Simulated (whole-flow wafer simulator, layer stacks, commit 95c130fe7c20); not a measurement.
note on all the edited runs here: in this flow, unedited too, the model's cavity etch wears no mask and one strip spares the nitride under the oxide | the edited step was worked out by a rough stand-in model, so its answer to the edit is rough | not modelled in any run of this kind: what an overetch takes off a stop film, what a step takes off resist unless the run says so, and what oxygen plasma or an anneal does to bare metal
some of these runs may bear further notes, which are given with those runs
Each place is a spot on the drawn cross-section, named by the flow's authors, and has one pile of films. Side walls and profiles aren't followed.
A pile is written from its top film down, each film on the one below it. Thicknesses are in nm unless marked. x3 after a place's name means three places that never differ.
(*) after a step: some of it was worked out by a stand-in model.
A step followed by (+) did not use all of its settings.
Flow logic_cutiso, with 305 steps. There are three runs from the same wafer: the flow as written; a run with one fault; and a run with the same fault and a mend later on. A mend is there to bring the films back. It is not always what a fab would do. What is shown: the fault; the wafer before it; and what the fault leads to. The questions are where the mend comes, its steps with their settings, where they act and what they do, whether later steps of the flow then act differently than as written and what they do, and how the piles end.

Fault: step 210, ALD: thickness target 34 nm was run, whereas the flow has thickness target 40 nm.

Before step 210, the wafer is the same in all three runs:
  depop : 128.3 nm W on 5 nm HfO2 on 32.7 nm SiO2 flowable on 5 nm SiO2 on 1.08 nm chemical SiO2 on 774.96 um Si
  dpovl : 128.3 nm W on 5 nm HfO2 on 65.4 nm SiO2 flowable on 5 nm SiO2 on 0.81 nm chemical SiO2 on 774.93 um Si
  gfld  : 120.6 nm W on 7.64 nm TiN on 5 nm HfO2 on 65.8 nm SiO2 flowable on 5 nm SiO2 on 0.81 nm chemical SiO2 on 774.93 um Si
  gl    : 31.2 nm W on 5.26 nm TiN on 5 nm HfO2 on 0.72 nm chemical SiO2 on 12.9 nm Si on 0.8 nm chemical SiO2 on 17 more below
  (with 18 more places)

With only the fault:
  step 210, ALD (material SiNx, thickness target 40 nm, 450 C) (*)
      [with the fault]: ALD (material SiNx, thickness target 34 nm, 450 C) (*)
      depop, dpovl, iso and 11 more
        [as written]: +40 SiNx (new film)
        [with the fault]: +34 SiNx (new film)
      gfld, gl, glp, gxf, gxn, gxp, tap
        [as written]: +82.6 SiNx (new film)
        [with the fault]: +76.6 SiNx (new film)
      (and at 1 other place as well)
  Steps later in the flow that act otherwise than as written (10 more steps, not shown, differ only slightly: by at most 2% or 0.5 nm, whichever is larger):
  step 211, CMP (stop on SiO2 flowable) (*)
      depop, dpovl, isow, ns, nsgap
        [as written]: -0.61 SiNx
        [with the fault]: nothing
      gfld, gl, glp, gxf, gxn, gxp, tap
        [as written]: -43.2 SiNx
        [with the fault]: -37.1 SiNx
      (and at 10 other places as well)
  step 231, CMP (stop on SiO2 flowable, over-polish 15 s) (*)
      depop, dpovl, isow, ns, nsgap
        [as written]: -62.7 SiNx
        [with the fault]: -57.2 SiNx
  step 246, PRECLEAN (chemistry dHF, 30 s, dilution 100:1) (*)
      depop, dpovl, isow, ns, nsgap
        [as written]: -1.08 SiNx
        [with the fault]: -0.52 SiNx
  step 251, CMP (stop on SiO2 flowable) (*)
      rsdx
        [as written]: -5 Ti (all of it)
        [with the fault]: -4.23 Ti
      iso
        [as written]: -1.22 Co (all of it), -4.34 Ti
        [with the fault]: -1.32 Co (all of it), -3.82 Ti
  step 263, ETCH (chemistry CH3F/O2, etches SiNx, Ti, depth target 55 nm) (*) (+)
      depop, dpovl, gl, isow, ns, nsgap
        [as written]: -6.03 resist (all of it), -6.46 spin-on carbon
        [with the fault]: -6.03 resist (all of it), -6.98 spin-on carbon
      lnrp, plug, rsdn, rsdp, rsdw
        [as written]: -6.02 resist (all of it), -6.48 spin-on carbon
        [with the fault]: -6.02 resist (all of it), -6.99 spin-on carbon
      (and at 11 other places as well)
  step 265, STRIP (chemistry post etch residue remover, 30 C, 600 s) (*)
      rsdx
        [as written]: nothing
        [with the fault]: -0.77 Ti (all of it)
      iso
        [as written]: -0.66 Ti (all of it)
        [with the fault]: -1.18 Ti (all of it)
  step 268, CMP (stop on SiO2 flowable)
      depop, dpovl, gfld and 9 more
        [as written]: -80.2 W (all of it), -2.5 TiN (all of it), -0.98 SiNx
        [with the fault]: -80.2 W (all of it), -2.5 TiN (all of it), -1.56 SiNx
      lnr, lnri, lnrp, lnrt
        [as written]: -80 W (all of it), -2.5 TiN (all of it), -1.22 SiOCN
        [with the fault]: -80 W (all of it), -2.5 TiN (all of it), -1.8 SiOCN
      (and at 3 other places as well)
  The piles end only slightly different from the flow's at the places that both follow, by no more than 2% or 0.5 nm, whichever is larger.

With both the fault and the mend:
  The mend stands after step 210.
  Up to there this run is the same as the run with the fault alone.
  step 210a, ALD (material SiNx, thickness target 6 nm, 450 C) (*) (a further turn of the flow's step 210, with different settings)
      depop, dpovl, gfld and 19 more
        +6 SiNx
  None of the later steps of the flow differs from how it acts as written, at any place that is followed, by more than 2% or 0.5 nm, whichever is larger.
  At every place that both follow, the piles at the end match the flow's.
